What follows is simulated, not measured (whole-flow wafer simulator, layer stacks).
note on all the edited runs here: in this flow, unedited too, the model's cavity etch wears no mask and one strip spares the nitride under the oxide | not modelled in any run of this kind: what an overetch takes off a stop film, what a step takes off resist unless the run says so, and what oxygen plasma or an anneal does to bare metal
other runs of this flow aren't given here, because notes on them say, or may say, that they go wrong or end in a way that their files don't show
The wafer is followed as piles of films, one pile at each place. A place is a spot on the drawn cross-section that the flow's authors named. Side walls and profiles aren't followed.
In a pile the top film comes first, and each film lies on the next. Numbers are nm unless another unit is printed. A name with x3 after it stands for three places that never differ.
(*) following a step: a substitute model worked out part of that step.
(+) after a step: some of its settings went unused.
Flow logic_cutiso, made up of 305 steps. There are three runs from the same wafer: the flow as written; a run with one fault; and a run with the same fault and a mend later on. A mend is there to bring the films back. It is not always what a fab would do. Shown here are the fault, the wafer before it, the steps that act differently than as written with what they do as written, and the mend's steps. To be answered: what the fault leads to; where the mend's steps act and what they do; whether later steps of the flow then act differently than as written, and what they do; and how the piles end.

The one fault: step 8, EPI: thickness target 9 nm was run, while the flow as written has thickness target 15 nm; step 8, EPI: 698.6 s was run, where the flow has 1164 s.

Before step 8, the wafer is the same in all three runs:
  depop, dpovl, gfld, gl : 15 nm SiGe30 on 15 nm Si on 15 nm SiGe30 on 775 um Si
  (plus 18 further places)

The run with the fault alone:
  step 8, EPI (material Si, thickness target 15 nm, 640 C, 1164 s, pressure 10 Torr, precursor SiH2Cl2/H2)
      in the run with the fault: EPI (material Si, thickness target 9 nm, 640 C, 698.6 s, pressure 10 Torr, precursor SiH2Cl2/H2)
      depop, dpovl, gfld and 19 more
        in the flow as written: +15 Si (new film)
        in the run with the fault: +9 Si (new film)
  Steps further on in the flow that do not act as written (3 more steps, not shown, differ only slightly: by at most 2% or 0.5 nm, whichever is larger):
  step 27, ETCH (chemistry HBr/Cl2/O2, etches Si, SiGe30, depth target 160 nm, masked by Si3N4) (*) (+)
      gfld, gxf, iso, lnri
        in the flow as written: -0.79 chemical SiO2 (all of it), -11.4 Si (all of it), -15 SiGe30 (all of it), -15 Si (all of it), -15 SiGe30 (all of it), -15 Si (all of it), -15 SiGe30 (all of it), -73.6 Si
        in the run with the fault: -0.79 chemical SiO2 (all of it), -11.4 Si (all of it), -15 SiGe30 (all of it), -9 Si (all of it), -15 SiGe30 (all of it), -15 Si (all of it), -15 SiGe30 (all of it), -79.6 Si
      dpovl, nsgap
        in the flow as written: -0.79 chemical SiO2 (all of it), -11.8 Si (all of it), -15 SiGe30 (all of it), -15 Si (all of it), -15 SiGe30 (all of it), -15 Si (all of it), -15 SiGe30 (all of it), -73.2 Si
        in the run with the fault: -0.79 chemical SiO2 (all of it), -11.8 Si (all of it), -15 SiGe30 (all of it), -9 Si (all of it), -15 SiGe30 (all of it), -15 Si (all of it), -15 SiGe30 (all of it), -79.2 Si
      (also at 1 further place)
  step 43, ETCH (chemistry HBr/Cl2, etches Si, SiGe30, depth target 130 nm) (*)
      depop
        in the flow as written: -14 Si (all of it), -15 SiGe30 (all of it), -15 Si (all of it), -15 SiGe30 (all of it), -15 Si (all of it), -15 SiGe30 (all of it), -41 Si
        in the run with the fault: -14 Si (all of it), -15 SiGe30 (all of it), -9 Si (all of it), -15 SiGe30 (all of it), -15 Si (all of it), -15 SiGe30 (all of it), -47 Si
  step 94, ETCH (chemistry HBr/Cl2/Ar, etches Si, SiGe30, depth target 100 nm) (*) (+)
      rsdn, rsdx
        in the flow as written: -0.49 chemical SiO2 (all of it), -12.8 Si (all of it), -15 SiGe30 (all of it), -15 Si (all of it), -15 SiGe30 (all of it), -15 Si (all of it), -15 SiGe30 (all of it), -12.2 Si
        in the run with the fault: -0.49 chemical SiO2 (all of it), -12.8 Si (all of it), -15 SiGe30 (all of it), -9 Si (all of it), -15 SiGe30 (all of it), -15 Si (all of it), -15 SiGe30 (all of it), -18.2 Si
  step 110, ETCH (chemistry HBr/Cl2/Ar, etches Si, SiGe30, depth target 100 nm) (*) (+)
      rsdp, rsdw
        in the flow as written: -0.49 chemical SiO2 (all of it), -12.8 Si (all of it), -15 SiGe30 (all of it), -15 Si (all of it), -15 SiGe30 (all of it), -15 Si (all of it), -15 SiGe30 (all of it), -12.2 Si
        in the run with the fault: -0.49 chemical SiO2 (all of it), -12.8 Si (all of it), -15 SiGe30 (all of it), -9 Si (all of it), -15 SiGe30 (all of it), -15 Si (all of it), -15 SiGe30 (all of it), -18.2 Si
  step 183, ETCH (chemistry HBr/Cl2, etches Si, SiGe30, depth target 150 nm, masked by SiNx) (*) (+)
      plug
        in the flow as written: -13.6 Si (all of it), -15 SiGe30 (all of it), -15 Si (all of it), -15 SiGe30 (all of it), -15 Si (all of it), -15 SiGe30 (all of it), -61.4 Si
        in the run with the fault: -13.6 Si (all of it), -15 SiGe30 (all of it), -9 Si (all of it), -15 SiGe30 (all of it), -15 Si (all of it), -15 SiGe30 (all of it), -67.4 Si
  At gl, glp, gxn and 6 more, the piles at the end differ from the flow's by more than 2% or 0.5 nm, whichever is larger.
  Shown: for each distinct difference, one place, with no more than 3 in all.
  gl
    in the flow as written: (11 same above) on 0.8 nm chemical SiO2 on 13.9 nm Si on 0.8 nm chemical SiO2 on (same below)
    in the run with the fault: (11 same above) on 0.8 nm chemical SiO2 on 7.92 nm Si on 0.8 nm chemical SiO2 on (same below)
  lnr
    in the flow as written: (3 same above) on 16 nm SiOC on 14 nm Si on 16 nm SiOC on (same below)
    in the run with the fault: (3 same above) on 16 nm SiOC on 7.97 nm Si on 16 nm SiOC on (same below)
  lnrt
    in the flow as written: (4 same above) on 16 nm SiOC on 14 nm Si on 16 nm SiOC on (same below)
    in the run with the fault: (4 same above) on 16 nm SiOC on 7.97 nm Si on 16 nm SiOC on (same below)

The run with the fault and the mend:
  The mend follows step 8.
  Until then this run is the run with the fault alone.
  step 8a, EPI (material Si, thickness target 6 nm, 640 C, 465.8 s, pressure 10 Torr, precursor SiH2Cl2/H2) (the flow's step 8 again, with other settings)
      depop, dpovl, gfld and 19 more
        +6 Si
  None of the later steps of the flow acts differently than as written at any place that is followed.
  At every place that both follow, the piles at the end match the flow's.
